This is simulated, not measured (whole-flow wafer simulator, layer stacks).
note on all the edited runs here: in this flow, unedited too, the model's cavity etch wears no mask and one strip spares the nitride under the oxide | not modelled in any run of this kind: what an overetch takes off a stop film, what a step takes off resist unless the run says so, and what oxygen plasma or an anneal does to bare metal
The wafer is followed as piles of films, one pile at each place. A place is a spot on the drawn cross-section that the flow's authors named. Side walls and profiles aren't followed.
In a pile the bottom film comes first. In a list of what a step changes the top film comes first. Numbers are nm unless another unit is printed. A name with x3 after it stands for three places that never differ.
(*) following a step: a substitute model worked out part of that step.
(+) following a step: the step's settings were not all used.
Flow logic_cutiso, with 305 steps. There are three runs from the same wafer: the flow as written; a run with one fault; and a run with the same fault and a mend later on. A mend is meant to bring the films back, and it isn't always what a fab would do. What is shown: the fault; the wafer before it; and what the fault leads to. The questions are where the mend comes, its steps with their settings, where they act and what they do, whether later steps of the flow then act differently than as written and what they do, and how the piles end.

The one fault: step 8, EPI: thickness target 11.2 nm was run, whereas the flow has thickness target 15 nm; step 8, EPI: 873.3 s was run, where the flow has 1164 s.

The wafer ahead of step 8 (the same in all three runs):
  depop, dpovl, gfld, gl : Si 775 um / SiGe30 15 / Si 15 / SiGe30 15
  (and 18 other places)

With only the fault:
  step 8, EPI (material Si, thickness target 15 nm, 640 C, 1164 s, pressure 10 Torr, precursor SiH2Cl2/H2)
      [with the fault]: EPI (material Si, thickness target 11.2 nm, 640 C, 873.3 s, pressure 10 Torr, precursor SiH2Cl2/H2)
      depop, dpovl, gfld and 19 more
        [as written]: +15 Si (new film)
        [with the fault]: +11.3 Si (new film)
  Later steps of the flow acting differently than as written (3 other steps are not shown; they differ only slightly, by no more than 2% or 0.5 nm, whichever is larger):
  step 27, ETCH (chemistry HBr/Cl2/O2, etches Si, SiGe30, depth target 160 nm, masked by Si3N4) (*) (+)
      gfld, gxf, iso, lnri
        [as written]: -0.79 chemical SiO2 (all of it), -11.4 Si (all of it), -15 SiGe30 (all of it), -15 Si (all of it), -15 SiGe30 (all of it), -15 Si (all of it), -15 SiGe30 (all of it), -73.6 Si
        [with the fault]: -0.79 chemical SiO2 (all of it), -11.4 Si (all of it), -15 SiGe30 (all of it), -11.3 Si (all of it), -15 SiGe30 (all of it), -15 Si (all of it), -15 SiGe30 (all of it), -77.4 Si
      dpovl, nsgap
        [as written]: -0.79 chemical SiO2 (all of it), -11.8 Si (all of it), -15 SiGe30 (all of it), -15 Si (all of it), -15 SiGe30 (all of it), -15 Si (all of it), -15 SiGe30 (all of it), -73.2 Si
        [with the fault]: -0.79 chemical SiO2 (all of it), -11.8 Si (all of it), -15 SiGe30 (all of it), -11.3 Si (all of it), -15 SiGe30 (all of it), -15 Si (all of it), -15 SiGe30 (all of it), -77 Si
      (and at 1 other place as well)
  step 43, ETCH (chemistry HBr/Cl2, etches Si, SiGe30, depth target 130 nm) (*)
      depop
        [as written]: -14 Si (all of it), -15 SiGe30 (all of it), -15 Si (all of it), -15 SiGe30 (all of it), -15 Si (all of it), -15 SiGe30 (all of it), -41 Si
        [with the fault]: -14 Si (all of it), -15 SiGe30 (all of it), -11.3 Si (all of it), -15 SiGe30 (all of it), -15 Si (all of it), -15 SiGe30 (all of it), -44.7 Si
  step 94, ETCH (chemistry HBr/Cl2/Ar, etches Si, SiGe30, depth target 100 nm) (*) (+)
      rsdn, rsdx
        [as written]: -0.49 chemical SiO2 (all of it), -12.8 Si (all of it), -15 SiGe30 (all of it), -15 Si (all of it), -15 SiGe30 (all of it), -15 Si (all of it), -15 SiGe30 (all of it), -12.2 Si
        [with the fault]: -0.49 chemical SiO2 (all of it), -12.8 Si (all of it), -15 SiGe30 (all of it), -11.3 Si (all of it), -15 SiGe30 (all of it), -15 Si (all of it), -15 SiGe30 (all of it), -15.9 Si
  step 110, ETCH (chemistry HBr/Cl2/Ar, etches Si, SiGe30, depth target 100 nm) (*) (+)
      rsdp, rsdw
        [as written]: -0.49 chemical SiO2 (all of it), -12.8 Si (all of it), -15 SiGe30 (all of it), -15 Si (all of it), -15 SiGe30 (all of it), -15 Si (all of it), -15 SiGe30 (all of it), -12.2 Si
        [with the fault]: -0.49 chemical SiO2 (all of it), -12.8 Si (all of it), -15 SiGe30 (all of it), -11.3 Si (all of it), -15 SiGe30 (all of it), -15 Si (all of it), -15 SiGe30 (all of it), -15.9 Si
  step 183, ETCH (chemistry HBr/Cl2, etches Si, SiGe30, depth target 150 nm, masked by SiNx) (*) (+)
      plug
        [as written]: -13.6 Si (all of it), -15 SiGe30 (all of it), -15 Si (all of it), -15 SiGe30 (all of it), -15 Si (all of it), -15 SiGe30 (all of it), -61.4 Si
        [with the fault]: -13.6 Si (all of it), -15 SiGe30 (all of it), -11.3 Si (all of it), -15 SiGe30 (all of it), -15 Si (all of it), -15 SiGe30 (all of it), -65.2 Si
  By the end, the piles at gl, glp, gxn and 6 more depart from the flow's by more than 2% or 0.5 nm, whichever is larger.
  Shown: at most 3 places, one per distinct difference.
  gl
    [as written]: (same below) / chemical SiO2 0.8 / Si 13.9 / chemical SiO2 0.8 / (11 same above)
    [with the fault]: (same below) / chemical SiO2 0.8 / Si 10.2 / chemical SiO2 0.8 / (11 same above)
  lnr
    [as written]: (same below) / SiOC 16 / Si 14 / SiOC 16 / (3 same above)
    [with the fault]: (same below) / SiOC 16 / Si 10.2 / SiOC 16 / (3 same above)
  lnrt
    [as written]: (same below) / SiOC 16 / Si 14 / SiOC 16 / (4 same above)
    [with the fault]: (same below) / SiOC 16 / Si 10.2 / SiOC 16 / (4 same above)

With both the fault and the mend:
  The mend stands after step 8.
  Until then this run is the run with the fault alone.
  step 8a, EPI (material Si, thickness target 3.8 nm, 640 C, 295 s, pressure 10 Torr, precursor SiH2Cl2/H2) (the flow's step 8 again, with other settings)
      depop, dpovl, gfld and 19 more
        +3.8 Si
  Later steps of the flow that are run all act as written at every place that is followed, up to a difference of at most 2% or 0.5 nm, whichever is larger.
  At the end the piles are close to the flow's at the places that both follow, differing by at most 2% or 0.5 nm, whichever is larger.
